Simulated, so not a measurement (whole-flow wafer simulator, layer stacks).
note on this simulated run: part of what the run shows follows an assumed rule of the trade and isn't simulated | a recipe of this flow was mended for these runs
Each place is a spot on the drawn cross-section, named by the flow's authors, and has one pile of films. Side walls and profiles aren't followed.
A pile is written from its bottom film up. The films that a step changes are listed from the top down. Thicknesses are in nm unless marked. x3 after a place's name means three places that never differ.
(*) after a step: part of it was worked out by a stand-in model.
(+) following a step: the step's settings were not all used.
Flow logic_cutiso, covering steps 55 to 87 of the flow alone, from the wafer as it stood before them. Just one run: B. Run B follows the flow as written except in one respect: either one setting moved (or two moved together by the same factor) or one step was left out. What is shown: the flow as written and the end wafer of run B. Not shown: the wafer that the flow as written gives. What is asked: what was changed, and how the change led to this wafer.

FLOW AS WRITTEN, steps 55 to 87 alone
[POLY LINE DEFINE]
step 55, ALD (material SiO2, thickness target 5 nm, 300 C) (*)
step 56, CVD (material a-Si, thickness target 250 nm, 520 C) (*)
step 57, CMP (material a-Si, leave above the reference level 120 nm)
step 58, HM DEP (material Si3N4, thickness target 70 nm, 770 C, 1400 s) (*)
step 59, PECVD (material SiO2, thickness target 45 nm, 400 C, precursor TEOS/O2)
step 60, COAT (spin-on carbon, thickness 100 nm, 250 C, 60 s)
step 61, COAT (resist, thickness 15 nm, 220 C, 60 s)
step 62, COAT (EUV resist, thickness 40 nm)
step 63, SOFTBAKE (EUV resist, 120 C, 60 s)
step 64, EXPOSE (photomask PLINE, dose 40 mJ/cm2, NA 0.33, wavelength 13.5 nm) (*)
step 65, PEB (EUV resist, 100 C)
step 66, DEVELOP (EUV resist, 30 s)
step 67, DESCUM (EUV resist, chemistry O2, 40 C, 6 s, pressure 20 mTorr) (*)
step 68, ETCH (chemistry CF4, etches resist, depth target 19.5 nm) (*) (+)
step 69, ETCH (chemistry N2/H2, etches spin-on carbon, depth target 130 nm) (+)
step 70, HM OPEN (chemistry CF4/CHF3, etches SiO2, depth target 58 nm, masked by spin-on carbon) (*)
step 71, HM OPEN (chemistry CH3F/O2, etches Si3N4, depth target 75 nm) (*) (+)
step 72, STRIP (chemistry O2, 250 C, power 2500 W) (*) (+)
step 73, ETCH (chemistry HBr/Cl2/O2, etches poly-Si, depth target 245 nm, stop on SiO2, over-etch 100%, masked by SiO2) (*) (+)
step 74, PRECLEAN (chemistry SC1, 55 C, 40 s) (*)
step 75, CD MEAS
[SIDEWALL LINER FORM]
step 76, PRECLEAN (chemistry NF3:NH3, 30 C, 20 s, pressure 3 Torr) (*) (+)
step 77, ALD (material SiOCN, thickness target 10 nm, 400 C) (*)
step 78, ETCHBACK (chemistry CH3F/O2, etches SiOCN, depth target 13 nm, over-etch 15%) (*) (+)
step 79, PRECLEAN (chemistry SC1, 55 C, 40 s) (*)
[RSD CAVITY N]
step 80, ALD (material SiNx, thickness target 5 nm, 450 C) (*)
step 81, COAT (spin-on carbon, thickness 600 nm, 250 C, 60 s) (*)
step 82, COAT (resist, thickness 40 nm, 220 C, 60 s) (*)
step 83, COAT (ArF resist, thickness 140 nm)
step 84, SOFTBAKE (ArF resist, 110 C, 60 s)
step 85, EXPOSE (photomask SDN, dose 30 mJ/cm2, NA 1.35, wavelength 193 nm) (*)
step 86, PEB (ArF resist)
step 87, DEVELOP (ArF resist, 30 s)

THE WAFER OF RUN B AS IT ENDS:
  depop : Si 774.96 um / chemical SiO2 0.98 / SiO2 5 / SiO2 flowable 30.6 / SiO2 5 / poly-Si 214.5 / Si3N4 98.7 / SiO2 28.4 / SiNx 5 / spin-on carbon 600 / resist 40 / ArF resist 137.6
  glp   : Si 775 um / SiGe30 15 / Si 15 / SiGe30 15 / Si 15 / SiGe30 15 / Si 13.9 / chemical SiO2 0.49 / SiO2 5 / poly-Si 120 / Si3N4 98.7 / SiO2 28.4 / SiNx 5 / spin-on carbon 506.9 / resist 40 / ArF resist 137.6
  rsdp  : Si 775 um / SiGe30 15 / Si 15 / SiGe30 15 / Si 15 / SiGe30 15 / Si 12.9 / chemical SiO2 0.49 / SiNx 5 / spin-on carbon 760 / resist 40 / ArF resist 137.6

What caused this: step 58, HM DEP: thickness target 98.7 nm was run, while the flow as written has thickness target 70 nm; step 58, HM DEP: 1973 s was run, where the flow has 1400 s.
One can read it off the wafer: depop has Si3N4 98.7, and step 58 as written asks for 70 nm.

How this came from the change, step by step:
  step 58, HM DEP (material Si3N4, thickness target 70 nm, 770 C, 1400 s) (*)
      gl, glp, gxn and 11 more: +98.7 Si3N4 (new film), +120 poly-Si (new film), -120 a-Si (all of it) (it would be, as written: +70 Si3N4 (new film), +120 poly-Si (new film), -120 a-Si (all of it))
      depop, dpovl x3, gfld, gxf, iso, lnri: +98.7 Si3N4 (new film), +214.5 poly-Si (new film), -214.5 a-Si (all of it) (it would be, as written: +70 Si3N4 (new film), +214.5 poly-Si (new film), -214.5 a-Si (all of it))
  step 71, HM OPEN (chemistry CH3F/O2, etches Si3N4, depth target 75 nm) (*) (+)
      iso, lnr, lnri and 6 more: -75 Si3N4 (it would be, as written: -55.2 Si3N4 (all of it), -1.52 poly-Si)
  step 72, STRIP (chemistry O2, 250 C, power 2500 W) (*) (+)
      iso, lnr, lnri and 6 more: nothing (it would be, as written: +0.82 chemical SiO2 (new film), -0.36 poly-Si)
  step 73, ETCH (chemistry HBr/Cl2/O2, etches poly-Si, depth target 245 nm, stop on SiO2, over-etch 100%, masked by SiO2) (*) (+)
      lnr, lnrp, lnrt, rsdn, rsdp, rsdw, rsdx: -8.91 Si3N4 (all of it), -120 poly-Si (all of it), -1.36 SiO2 (it would be, as written: -0.82 chemical SiO2 (all of it), -118.1 poly-Si (all of it), -1.86 SiO2)
      iso, lnri: -8.91 Si3N4 (all of it), -214.5 poly-Si (all of it), -0.89 SiO2 (it would be, as written: -0.82 chemical SiO2 (all of it), -212.6 poly-Si (all of it), -1.39 SiO2)
  step 76, PRECLEAN (chemistry NF3:NH3, 30 C, 20 s, pressure 3 Torr) (*) (+)
      iso, lnri: -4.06 SiO2 (all of it), -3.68 SiO2 flowable (it would be, as written: -3.56 SiO2 (all of it), -4.26 SiO2 flowable)
  step 81, COAT (spin-on carbon, thickness 600 nm, 250 C, 60 s) (*)
      rsdn, rsdp, rsdw: +760 spin-on carbon (new film) (it would be, as written: +740.8 spin-on carbon (new film))
      iso: +857.9 spin-on carbon (new film) (it would be, as written: +839.3 spin-on carbon (new film))
      (also at 1 further place)
